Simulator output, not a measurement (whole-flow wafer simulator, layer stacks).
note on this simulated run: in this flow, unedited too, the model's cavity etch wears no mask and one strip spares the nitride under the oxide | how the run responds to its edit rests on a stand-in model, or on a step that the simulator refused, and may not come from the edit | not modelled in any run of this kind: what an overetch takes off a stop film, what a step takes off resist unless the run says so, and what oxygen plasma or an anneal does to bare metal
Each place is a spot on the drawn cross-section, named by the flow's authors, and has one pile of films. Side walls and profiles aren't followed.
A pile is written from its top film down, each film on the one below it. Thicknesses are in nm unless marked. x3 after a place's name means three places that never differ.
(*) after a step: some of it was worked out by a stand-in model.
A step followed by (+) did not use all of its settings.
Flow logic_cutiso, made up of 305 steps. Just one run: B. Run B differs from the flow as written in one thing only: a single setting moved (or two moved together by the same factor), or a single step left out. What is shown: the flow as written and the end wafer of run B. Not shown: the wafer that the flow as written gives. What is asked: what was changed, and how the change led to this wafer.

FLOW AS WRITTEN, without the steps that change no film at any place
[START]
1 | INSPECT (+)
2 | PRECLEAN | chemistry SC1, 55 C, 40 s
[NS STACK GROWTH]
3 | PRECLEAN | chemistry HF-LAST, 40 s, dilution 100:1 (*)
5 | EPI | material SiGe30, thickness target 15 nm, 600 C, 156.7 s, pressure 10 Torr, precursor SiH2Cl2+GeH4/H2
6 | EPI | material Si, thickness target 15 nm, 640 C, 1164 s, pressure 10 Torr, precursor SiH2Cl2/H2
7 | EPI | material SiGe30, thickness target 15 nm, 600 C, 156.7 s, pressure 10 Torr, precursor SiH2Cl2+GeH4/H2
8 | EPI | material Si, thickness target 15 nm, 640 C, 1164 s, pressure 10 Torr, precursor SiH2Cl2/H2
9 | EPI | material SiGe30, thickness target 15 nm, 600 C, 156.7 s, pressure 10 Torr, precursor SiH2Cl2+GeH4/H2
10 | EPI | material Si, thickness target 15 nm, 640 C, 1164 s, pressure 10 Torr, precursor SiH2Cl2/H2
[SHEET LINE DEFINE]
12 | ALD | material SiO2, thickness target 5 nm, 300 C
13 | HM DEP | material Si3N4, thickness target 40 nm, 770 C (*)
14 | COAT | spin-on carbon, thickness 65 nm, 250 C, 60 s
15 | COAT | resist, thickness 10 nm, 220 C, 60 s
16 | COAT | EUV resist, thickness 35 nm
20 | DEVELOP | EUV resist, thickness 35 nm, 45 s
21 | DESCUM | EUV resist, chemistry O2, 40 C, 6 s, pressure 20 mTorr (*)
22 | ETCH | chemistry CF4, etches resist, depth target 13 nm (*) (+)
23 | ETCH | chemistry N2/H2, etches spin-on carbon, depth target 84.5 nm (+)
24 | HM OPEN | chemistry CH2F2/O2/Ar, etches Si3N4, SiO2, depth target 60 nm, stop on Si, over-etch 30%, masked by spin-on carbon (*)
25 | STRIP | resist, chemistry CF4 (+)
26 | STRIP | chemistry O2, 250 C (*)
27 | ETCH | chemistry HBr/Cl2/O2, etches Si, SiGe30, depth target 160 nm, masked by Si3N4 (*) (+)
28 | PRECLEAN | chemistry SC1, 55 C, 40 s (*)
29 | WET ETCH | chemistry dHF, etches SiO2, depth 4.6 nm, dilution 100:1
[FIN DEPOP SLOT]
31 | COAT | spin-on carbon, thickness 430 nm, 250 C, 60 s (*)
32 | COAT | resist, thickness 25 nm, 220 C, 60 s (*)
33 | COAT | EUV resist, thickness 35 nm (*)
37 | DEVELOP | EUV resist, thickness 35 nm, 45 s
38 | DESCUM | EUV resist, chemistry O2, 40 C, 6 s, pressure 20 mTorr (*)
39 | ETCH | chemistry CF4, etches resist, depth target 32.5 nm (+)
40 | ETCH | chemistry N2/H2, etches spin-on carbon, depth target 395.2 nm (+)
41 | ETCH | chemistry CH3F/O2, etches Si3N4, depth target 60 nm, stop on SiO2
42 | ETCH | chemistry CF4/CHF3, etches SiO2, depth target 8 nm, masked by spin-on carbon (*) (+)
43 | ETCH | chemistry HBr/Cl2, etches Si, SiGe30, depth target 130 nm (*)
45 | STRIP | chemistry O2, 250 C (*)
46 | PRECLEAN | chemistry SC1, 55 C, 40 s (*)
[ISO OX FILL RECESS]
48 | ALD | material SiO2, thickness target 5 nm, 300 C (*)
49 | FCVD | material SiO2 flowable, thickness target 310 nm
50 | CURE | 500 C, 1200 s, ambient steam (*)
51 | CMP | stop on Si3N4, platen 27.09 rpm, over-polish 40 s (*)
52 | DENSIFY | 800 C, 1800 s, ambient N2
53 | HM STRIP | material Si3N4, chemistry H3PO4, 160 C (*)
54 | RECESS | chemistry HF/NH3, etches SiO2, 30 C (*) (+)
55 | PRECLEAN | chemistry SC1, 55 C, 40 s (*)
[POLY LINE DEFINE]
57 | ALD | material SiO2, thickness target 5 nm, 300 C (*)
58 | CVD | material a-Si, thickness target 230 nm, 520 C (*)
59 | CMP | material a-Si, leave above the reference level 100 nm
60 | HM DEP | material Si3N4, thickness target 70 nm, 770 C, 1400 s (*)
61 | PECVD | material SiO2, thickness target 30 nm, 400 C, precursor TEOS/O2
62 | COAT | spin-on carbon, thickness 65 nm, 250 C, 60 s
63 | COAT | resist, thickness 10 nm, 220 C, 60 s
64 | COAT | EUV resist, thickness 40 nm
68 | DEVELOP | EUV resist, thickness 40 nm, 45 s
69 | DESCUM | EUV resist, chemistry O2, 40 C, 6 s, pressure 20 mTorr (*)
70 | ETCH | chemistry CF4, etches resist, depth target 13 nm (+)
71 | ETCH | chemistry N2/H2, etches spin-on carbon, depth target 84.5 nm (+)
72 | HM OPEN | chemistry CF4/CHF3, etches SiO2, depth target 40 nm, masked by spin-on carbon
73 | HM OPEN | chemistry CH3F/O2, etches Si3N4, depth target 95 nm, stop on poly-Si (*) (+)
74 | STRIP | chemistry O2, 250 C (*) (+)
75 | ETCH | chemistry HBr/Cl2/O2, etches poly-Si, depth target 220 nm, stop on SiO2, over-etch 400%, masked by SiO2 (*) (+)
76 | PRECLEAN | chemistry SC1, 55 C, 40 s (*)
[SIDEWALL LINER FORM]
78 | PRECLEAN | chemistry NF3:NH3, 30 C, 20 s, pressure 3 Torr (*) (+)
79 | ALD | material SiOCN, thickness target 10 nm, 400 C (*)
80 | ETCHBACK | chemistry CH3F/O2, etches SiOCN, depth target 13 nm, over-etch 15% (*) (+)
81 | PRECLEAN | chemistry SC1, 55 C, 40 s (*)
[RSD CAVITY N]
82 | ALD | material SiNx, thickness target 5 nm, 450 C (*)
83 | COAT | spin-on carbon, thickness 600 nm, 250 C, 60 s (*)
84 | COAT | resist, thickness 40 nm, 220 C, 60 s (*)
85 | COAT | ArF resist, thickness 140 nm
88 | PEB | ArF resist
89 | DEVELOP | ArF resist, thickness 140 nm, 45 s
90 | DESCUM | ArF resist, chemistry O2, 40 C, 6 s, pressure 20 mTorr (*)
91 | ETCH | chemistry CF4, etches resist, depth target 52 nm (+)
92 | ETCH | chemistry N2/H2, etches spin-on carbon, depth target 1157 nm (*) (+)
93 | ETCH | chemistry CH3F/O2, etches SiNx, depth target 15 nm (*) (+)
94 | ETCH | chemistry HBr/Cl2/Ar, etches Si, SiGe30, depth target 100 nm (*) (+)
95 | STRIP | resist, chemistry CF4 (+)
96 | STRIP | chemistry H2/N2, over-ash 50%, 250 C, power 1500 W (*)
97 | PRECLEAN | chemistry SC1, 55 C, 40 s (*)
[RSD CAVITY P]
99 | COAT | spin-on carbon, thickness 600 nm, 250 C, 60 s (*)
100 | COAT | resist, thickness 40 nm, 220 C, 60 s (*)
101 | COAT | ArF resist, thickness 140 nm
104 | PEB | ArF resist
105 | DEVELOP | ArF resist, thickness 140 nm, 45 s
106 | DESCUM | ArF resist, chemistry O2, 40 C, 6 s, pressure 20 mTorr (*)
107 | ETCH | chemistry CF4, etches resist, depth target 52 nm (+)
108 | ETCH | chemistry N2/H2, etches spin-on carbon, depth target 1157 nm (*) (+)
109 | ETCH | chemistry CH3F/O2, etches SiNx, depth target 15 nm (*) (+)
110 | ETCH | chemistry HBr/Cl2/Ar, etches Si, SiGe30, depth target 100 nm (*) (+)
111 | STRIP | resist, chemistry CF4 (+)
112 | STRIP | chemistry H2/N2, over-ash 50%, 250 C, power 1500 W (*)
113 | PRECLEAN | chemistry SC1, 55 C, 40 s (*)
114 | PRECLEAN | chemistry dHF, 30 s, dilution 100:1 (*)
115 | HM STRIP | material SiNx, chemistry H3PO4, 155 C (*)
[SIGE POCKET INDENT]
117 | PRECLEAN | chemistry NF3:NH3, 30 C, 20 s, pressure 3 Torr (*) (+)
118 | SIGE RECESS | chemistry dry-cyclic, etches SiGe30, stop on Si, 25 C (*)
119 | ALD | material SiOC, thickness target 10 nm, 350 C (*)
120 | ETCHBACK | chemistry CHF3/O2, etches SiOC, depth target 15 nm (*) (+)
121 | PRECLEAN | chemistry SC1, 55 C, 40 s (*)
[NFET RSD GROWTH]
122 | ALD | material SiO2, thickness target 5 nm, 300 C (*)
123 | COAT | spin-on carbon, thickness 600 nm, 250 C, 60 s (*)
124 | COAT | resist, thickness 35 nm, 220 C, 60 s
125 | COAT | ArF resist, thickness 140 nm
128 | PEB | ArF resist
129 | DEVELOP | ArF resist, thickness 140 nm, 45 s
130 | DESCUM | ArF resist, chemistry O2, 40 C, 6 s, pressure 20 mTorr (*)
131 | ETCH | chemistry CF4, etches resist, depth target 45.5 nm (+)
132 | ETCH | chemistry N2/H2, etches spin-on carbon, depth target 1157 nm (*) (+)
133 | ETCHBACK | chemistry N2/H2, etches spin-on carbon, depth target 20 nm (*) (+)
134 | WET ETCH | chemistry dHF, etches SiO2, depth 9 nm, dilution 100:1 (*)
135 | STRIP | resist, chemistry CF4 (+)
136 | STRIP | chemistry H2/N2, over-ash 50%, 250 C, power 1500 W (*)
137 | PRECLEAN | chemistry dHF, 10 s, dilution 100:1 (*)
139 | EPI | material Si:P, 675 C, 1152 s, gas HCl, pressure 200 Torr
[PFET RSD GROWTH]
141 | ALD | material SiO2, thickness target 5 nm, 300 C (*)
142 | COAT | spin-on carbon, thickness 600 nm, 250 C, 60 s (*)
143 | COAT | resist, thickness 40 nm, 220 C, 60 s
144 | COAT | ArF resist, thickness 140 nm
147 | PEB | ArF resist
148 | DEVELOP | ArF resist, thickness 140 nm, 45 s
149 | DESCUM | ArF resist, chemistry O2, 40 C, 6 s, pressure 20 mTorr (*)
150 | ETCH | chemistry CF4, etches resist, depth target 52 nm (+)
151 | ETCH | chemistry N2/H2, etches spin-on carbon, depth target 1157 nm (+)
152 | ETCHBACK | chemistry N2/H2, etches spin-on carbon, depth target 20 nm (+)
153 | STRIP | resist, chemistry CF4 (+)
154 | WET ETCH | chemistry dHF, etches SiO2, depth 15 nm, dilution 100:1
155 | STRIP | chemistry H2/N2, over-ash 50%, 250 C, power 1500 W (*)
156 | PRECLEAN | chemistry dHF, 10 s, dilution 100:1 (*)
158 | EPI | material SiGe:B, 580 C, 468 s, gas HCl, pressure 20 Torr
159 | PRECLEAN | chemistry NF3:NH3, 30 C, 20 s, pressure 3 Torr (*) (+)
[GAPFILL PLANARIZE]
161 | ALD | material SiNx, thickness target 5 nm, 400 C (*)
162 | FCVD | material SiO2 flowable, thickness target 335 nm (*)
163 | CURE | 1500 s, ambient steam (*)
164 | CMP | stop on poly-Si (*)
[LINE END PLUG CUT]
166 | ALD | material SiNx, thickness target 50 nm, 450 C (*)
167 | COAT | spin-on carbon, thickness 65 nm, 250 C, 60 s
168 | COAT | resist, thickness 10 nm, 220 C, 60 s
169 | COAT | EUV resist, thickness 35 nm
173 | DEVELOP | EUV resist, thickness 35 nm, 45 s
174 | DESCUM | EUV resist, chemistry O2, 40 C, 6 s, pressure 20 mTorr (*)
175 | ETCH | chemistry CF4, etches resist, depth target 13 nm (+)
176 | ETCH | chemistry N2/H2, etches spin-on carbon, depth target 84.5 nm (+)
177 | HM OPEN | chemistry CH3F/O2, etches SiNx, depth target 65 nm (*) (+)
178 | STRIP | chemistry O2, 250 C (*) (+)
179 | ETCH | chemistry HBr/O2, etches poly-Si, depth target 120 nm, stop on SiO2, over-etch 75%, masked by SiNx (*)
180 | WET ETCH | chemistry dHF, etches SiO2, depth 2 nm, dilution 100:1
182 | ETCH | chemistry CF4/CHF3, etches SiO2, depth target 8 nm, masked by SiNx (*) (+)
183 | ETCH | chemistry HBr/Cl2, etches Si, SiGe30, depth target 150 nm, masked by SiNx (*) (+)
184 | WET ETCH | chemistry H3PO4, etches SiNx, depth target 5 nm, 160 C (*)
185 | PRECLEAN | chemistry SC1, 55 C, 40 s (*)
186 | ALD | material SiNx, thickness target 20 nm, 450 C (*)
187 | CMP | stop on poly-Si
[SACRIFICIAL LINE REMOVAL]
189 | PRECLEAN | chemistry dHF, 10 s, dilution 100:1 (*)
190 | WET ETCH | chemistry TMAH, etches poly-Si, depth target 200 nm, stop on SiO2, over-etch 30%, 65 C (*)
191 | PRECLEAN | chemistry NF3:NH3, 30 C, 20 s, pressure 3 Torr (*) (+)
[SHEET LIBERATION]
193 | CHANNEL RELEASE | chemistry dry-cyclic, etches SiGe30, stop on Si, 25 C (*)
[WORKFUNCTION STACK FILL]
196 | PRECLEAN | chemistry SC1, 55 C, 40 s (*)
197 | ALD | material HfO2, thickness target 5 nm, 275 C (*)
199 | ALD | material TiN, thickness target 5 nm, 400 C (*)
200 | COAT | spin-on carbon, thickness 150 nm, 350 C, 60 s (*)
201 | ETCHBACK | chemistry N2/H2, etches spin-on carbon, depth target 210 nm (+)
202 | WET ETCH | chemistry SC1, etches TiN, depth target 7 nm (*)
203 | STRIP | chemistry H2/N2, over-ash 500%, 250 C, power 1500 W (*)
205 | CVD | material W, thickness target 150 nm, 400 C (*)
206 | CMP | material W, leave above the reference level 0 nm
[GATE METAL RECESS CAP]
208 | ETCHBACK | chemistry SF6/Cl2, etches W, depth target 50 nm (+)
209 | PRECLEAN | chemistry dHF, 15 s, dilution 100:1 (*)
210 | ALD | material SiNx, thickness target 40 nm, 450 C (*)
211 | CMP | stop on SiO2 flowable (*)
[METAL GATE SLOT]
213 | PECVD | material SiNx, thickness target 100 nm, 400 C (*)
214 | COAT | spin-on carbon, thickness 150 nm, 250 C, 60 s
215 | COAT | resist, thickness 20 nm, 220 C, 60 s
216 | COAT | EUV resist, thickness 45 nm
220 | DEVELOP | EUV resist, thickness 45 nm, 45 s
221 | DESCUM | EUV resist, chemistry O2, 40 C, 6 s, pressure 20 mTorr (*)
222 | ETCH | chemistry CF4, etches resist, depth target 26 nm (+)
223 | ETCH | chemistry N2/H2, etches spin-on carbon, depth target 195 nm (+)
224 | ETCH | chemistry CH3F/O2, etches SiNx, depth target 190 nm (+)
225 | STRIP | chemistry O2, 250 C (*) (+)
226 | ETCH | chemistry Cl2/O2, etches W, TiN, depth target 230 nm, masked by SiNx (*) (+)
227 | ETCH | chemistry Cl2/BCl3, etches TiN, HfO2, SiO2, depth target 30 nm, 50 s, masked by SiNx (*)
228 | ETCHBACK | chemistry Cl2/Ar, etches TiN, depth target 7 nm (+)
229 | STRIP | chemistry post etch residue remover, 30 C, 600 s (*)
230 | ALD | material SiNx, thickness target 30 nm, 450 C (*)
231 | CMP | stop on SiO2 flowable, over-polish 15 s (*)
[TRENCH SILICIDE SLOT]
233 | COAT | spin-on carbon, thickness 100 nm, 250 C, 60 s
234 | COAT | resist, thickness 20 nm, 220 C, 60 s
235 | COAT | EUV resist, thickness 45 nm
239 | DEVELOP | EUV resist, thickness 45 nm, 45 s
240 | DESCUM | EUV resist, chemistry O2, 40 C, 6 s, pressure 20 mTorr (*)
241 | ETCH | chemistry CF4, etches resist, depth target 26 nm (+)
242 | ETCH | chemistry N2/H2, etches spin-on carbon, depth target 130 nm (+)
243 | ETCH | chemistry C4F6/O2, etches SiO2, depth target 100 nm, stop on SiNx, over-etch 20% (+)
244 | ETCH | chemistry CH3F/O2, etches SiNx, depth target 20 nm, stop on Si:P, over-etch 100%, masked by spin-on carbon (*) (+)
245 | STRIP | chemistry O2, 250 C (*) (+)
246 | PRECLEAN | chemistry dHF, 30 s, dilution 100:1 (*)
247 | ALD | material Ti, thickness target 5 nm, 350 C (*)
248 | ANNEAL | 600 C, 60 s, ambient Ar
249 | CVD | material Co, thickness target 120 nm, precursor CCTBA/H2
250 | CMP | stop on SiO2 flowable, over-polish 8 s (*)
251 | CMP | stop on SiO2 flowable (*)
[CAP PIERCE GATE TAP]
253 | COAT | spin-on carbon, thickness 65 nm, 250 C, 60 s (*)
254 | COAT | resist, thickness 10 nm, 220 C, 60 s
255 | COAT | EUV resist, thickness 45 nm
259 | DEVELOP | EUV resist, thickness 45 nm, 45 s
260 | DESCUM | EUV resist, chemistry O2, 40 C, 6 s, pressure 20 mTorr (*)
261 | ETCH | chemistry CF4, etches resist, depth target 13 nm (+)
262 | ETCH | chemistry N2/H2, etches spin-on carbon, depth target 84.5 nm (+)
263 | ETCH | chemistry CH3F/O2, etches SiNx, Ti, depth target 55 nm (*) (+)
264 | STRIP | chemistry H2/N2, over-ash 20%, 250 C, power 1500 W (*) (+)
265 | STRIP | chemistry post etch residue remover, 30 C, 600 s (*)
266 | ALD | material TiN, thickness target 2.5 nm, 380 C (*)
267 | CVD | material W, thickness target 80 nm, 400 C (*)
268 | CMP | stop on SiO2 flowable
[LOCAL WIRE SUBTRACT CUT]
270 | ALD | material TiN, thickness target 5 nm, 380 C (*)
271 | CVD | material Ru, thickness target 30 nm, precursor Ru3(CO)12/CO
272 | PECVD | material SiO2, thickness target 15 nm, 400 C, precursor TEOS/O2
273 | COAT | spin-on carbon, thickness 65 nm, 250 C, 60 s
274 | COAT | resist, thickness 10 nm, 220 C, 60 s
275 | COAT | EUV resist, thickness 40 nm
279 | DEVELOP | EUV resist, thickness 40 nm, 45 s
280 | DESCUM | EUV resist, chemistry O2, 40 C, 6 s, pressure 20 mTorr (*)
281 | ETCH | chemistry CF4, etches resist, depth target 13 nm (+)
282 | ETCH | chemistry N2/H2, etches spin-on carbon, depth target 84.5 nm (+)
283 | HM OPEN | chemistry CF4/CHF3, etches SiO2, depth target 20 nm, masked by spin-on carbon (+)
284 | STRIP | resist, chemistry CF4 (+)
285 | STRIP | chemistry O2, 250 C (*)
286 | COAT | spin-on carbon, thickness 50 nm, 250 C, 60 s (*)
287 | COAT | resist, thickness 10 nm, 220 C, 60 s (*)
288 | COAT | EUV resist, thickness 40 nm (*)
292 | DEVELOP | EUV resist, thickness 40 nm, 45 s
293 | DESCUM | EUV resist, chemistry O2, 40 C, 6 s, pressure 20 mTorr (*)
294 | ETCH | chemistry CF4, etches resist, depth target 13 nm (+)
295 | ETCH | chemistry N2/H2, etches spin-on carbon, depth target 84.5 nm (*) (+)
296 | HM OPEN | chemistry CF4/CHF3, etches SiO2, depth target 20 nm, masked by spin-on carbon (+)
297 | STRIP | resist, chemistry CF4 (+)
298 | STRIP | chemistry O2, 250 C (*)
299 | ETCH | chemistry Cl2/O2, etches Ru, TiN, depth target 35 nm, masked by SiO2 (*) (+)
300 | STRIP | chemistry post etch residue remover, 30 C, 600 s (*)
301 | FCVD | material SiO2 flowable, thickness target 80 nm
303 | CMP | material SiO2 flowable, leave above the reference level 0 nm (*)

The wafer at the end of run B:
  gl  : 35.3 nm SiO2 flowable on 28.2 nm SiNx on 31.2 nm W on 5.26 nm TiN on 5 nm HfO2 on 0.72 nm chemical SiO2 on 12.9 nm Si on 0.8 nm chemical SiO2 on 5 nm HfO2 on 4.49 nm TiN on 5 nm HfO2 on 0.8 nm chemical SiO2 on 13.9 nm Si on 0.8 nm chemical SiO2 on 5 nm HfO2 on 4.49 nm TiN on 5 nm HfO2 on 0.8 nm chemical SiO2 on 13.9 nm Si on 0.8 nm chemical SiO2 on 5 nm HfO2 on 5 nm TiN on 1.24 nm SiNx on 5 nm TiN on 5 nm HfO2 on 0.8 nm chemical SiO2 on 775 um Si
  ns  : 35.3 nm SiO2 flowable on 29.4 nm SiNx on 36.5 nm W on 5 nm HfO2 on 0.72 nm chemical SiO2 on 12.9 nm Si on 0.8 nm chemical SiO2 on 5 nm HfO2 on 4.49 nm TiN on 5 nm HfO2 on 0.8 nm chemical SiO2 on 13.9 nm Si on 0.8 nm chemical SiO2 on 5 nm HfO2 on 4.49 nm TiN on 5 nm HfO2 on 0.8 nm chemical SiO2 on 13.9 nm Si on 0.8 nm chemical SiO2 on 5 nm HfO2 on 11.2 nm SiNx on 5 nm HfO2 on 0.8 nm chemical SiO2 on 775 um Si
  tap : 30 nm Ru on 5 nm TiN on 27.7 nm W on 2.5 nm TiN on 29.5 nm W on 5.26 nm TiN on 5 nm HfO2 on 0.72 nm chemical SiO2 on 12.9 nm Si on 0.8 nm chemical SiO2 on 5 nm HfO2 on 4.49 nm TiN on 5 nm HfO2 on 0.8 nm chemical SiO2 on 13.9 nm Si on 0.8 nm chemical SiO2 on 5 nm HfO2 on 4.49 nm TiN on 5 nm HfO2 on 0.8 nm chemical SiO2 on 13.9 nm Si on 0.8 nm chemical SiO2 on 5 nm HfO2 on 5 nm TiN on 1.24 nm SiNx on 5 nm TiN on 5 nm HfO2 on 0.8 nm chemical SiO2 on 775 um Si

What caused this: step 5, EPI: thickness target 21.8 nm was run, though the flow has thickness target 15 nm; step 5, EPI: 227.2 s was run, where the flow has 156.7 s.

Step by step, how the change led to this:
  5 | EPI | material SiGe30, thickness target 15 nm, 600 C, 156.7 s, pressure 10 Torr, precursor SiH2Cl2+GeH4/H2
      depop, dpovl, gfld and 19 more: +21.8 SiGe30 (new film) (in the flow as written it would be: +15 SiGe30 (new film))
  27 | ETCH | chemistry HBr/Cl2/O2, etches Si, SiGe30, depth target 160 nm, masked by Si3N4 (*) (+)
      gfld, gxf, iso, lnri: -0.79 chemical SiO2 (all of it), -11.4 Si (all of it), -15 SiGe30 (all of it), -15 Si (all of it), -15 SiGe30 (all of it), -15 Si (all of it), -21.8 SiGe30 (all of it), -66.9 Si (in the flow as written it would be: -0.79 chemical SiO2 (all of it), -11.4 Si (all of it), -15 SiGe30 (all of it), -15 Si (all of it), -15 SiGe30 (all of it), -15 Si (all of it), -15 SiGe30 (all of it), -73.6 Si)
      dpovl, nsgap: -0.79 chemical SiO2 (all of it), -11.8 Si (all of it), -15 SiGe30 (all of it), -15 Si (all of it), -15 SiGe30 (all of it), -15 Si (all of it), -21.8 SiGe30 (all of it), -66.5 Si (in the flow as written it would be: -0.79 chemical SiO2 (all of it), -11.8 Si (all of it), -15 SiGe30 (all of it), -15 Si (all of it), -15 SiGe30 (all of it), -15 Si (all of it), -15 SiGe30 (all of it), -73.2 Si)
      (and at 1 other place as well)
  43 | ETCH | chemistry HBr/Cl2, etches Si, SiGe30, depth target 130 nm (*)
      depop: -14 Si (all of it), -15 SiGe30 (all of it), -15 Si (all of it), -15 SiGe30 (all of it), -15 Si (all of it), -21.8 SiGe30 (all of it), -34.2 Si (in the flow as written it would be: -14 Si (all of it), -15 SiGe30 (all of it), -15 Si (all of it), -15 SiGe30 (all of it), -15 Si (all of it), -15 SiGe30 (all of it), -41 Si)
  94 | ETCH | chemistry HBr/Cl2/Ar, etches Si, SiGe30, depth target 100 nm (*) (+)
      rsdn, rsdx: -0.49 chemical SiO2 (all of it), -12.8 Si (all of it), -15 SiGe30 (all of it), -15 Si (all of it), -15 SiGe30 (all of it), -15 Si (all of it), -21.8 SiGe30 (all of it), -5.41 Si (in the flow as written it would be: -0.49 chemical SiO2 (all of it), -12.8 Si (all of it), -15 SiGe30 (all of it), -15 Si (all of it), -15 SiGe30 (all of it), -15 Si (all of it), -15 SiGe30 (all of it), -12.2 Si)
  110 | ETCH | chemistry HBr/Cl2/Ar, etches Si, SiGe30, depth target 100 nm (*) (+)
      rsdp, rsdw: -0.49 chemical SiO2 (all of it), -12.8 Si (all of it), -15 SiGe30 (all of it), -15 Si (all of it), -15 SiGe30 (all of it), -15 Si (all of it), -21.8 SiGe30 (all of it), -5.41 Si (in the flow as written it would be: -0.49 chemical SiO2 (all of it), -12.8 Si (all of it), -15 SiGe30 (all of it), -15 Si (all of it), -15 SiGe30 (all of it), -15 Si (all of it), -15 SiGe30 (all of it), -12.2 Si)
  118 | SIGE RECESS | chemistry dry-cyclic, etches SiGe30, stop on Si, 25 C (*)
      lnr, lnrp, lnrt: -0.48 SiOCN, -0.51 Si, +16 cavity (new film), -15 SiGe30 (all of it), -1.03 Si, +16 cavity (new film), -15 SiGe30 (all of it), -1.03 Si, +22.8 cavity (new film), -21.8 SiGe30 (all of it), -0.51 Si (in the flow as written it would be: -0.48 SiOCN, -0.51 Si, +16 cavity (new film), -15 SiGe30 (all of it), -1.03 Si, +16 cavity (new film), -15 SiGe30 (all of it), -1.03 Si, +16 cavity (new film), -15 SiGe30 (all of it), -0.51 Si)
  119 | ALD | material SiOC, thickness target 10 nm, 350 C (*)
      lnr, lnrp, lnrt: +10 SiOC (new film), +16 SiOC (new film), -16 cavity (all of it), +16 SiOC (new film), -16 cavity (all of it), +22.8 SiOC (new film), -22.8 cavity (all of it) (in the flow as written it would be: +10 SiOC (new film), +16 SiOC (new film), -16 cavity (all of it), +16 SiOC (new film), -16 cavity (all of it), +16 SiOC (new film), -16 cavity (all of it))
  183 | ETCH | chemistry HBr/Cl2, etches Si, SiGe30, depth target 150 nm, masked by SiNx (*) (+)
      plug: -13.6 Si (all of it), -15 SiGe30 (all of it), -15 Si (all of it), -15 SiGe30 (all of it), -15 Si (all of it), -21.8 SiGe30 (all of it), -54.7 Si (in the flow as written it would be: -13.6 Si (all of it), -15 SiGe30 (all of it), -15 Si (all of it), -15 SiGe30 (all of it), -15 Si (all of it), -15 SiGe30 (all of it), -61.4 Si)
  193 | CHANNEL RELEASE | chemistry dry-cyclic, etches SiGe30, stop on Si, 25 C (*)
      gl, glp, gxn, gxp, ns, tap: +0.8 chemical SiO2 (new film), -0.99 Si, +0.8 chemical SiO2 (new film), +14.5 cavity (new film), +0.8 chemical SiO2 (new film), -15 SiGe30 (all of it), -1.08 Si, +0.8 chemical SiO2 (new film), +14.5 cavity (new film), +0.8 chemical SiO2 (new film), -15 SiGe30 (all of it), -1.08 Si, +0.8 chemical SiO2 (new film), +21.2 cavity (new film), +0.8 chemical SiO2 (new film), -21.8 SiGe30 (all of it), -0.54 Si (in the flow as written it would be: +0.8 chemical SiO2 (new film), -0.99 Si, +0.8 chemical SiO2 (new film), +14.5 cavity (new film), +0.8 chemical SiO2 (new film), -15 SiGe30 (all of it), -1.08 Si, +0.8 chemical SiO2 (new film), +14.5 cavity (new film), +0.8 chemical SiO2 (new film), -15 SiGe30 (all of it), -1.08 Si, +0.8 chemical SiO2 (new film), +14.5 cavity (new film), +0.8 chemical SiO2 (new film), -15 SiGe30 (all of it), -0.54 Si)
  199 | ALD | material TiN, thickness target 5 nm, 400 C (*)
      gl, glp, tap: +5.26 TiN (new film), +4.49 TiN (new film), -4.49 cavity (all of it), +4.49 TiN (new film), -4.49 cavity (all of it), +5 TiN (new film), -10 cavity, +5 TiN (new film) (in the flow as written it would be: +5.26 TiN (new film), +4.49 TiN (new film), -4.49 cavity (all of it), +4.49 TiN (new film), -4.49 cavity (all of it), +4.49 TiN (new film), -4.49 cavity (all of it))
      gxn, gxp, ns: +5 TiN (new film), +4.49 TiN (new film), -4.49 cavity (all of it), +4.49 TiN (new film), -4.49 cavity (all of it), +5 TiN (new film), -10 cavity, +5 TiN (new film) (in the flow as written it would be: +5 TiN (new film), +4.49 TiN (new film), -4.49 cavity (all of it), +4.49 TiN (new film), -4.49 cavity (all of it), +4.49 TiN (new film), -4.49 cavity (all of it))
  202 | WET ETCH | chemistry SC1, etches TiN, depth target 7 nm (*)
      ns: -5 TiN (all of it), -5 TiN (all of it), +10 cavity, -5 TiN (all of it) (in the flow as written it would be: -5 TiN (all of it))
  210 | ALD | material SiNx, thickness target 40 nm, 450 C (*)
      gl, glp, gxn, gxp, tap: +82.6 SiNx (new film), +1.24 SiNx (new film), -1.24 cavity (all of it) (in the flow as written it would be: +82.6 SiNx (new film))
      ns: +40 SiNx (new film), +11.2 SiNx (new film), -11.2 cavity (all of it) (in the flow as written it would be: +40 SiNx (new film))
If metal films that touch count as one body, gl has 5 bodies (between them, from the top down: HfO2 5 / chemical SiO2 0.72 / Si 12.9 / chemical SiO2 0.8 / HfO2 5; HfO2 5 / chemical SiO2 0.8 / Si 13.9 / chemical SiO2 0.8 / HfO2 5; HfO2 5 / chemical SiO2 0.8 / Si 13.9 / chemical SiO2 0.8 / HfO2 5; SiNx 1.24); the flow as written gives 4 bodies (between them, from the top down: HfO2 5 / chemical SiO2 0.72 / Si 12.9 / chemical SiO2 0.8 / HfO2 5; HfO2 5 / chemical SiO2 0.8 / Si 13.9 / chemical SiO2 0.8 / HfO2 5; HfO2 5 / chemical SiO2 0.8 / Si 13.9 / chemical SiO2 0.8 / HfO2 5).
If metal films that touch count as one body, ns has 3 bodies (between them, from the top down: HfO2 5 / chemical SiO2 0.72 / Si 12.9 / chemical SiO2 0.8 / HfO2 5; HfO2 5 / chemical SiO2 0.8 / Si 13.9 / chemical SiO2 0.8 / HfO2 5); the flow as written gives 4 bodies (between them, from the top down: HfO2 5 / chemical SiO2 0.72 / Si 12.9 / chemical SiO2 0.8 / HfO2 5; HfO2 5 / chemical SiO2 0.8 / Si 13.9 / chemical SiO2 0.8 / HfO2 5; HfO2 5 / chemical SiO2 0.8 / Si 13.9 / chemical SiO2 0.8 / HfO2 5).
If metal films that touch count as one body, tap has 5 bodies (between them, from the top down: HfO2 5 / chemical SiO2 0.72 / Si 12.9 / chemical SiO2 0.8 / HfO2 5; HfO2 5 / chemical SiO2 0.8 / Si 13.9 / chemical SiO2 0.8 / HfO2 5; HfO2 5 / chemical SiO2 0.8 / Si 13.9 / chemical SiO2 0.8 / HfO2 5; SiNx 1.24); the flow as written gives 4 bodies (between them, from the top down: HfO2 5 / chemical SiO2 0.72 / Si 12.9 / chemical SiO2 0.8 / HfO2 5; HfO2 5 / chemical SiO2 0.8 / Si 13.9 / chemical SiO2 0.8 / HfO2 5; HfO2 5 / chemical SiO2 0.8 / Si 13.9 / chemical SiO2 0.8 / HfO2 5).
